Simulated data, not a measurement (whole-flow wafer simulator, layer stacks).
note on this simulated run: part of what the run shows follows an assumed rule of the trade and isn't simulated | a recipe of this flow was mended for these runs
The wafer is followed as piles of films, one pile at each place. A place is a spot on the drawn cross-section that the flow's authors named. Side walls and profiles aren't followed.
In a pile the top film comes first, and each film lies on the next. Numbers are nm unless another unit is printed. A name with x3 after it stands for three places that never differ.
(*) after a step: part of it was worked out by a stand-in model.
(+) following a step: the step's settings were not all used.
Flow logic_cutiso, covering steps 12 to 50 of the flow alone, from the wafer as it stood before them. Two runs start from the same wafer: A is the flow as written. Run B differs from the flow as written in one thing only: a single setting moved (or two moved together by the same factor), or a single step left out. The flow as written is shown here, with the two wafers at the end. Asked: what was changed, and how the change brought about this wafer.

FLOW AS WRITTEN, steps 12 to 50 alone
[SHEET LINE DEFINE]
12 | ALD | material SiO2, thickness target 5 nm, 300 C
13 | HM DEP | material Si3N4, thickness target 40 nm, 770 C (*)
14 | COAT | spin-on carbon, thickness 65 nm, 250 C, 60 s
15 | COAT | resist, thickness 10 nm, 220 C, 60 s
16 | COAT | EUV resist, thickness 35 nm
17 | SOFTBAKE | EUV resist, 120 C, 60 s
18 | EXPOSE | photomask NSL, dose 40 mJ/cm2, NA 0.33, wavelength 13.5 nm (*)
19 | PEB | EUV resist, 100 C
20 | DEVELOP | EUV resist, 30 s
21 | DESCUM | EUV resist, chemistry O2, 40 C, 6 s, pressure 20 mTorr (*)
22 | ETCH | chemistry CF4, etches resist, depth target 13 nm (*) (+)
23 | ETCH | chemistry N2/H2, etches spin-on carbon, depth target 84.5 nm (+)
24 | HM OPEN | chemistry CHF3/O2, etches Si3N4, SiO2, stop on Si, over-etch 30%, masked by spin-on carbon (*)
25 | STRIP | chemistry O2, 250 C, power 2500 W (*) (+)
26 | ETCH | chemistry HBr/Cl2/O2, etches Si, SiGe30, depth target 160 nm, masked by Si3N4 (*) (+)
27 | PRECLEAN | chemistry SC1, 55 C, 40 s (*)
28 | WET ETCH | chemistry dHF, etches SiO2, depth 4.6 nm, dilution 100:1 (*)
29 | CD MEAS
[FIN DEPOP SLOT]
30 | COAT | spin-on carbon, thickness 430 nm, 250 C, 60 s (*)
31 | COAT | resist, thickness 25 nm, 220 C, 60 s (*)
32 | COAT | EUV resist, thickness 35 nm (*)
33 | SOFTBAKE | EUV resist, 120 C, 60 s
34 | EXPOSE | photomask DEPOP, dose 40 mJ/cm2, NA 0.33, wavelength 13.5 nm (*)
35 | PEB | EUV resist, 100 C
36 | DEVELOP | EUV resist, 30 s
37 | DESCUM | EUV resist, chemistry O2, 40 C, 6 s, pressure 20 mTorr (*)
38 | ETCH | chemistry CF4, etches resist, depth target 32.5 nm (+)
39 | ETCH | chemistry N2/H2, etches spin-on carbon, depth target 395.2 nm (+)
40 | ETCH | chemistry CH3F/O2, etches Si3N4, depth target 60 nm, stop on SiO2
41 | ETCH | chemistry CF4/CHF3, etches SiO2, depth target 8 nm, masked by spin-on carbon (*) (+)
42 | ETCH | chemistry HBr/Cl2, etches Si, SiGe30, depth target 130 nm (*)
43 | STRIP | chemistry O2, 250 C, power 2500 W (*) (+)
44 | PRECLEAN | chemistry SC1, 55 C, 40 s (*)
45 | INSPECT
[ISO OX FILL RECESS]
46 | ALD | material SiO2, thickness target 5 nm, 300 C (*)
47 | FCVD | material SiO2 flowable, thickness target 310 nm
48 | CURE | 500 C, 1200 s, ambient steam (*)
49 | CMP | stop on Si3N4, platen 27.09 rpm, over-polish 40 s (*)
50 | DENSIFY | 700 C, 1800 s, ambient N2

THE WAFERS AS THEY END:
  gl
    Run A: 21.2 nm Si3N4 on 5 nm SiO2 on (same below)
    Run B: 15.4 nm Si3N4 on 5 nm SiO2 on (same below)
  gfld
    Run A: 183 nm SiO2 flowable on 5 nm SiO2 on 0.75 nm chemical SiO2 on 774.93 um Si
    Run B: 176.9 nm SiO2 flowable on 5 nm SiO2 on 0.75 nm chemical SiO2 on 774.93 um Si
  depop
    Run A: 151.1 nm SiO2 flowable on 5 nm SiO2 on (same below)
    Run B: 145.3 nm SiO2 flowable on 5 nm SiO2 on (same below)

What caused this: step 13, HM DEP: thickness target 34.2 nm was run, whereas the flow has thickness target 40 nm.

How this came from the change, step by step:
  13 | HM DEP | material Si3N4, thickness target 40 nm, 770 C (*)
      depop, dpovl, gfld and 19 more: A +40 Si3N4 (new film) | B +34.2 Si3N4 (new film)
  24 | HM OPEN | chemistry CHF3/O2, etches Si3N4, SiO2, stop on Si, over-etch 30%, masked by spin-on carbon (*)
      depop, gl, glp and 12 more: A -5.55 resist (all of it), -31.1 spin-on carbon | B -5.55 resist (all of it), -26.1 spin-on carbon
      dpovl, gfld, gxf, iso, isow, lnri, nsgap: A -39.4 Si3N4 (all of it), -5 SiO2 (all of it), -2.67 Si | B -33.6 Si3N4 (all of it), -5 SiO2 (all of it), -2.32 Si
  25 | STRIP | chemistry O2, 250 C, power 2500 W (*) (+)
      depop, gl, glp and 12 more: A -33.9 spin-on carbon (all of it) | B -38.9 spin-on carbon (all of it)
  40 | ETCH | chemistry CH3F/O2, etches Si3N4, depth target 60 nm, stop on SiO2
      gfld, gl, glp and 17 more: A -4.6 resist | B -3.45 resist
      depop: A -22 Si3N4 (all of it), -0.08 SiO2 | B -16.2 Si3N4 (all of it), -0.08 SiO2
      (and at 1 other place as well)
  41 | ETCH | chemistry CF4/CHF3, etches SiO2, depth target 8 nm, masked by spin-on carbon (*) (+)
      gfld: A -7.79 resist (all of it), -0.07 spin-on carbon | B -8 resist
      gxf: A -7.47 resist (all of it), -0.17 spin-on carbon | B -8 resist
      (and at 18 other places as well)
  42 | ETCH | chemistry HBr/Cl2, etches Si, SiGe30, depth target 130 nm (*)
      gfld: A -32 spin-on carbon | B -0.9 resist (all of it), -30.7 spin-on carbon
      gxf: A -32 spin-on carbon | B -0.59 resist (all of it), -31.2 spin-on carbon
      (and at 4 other places as well)
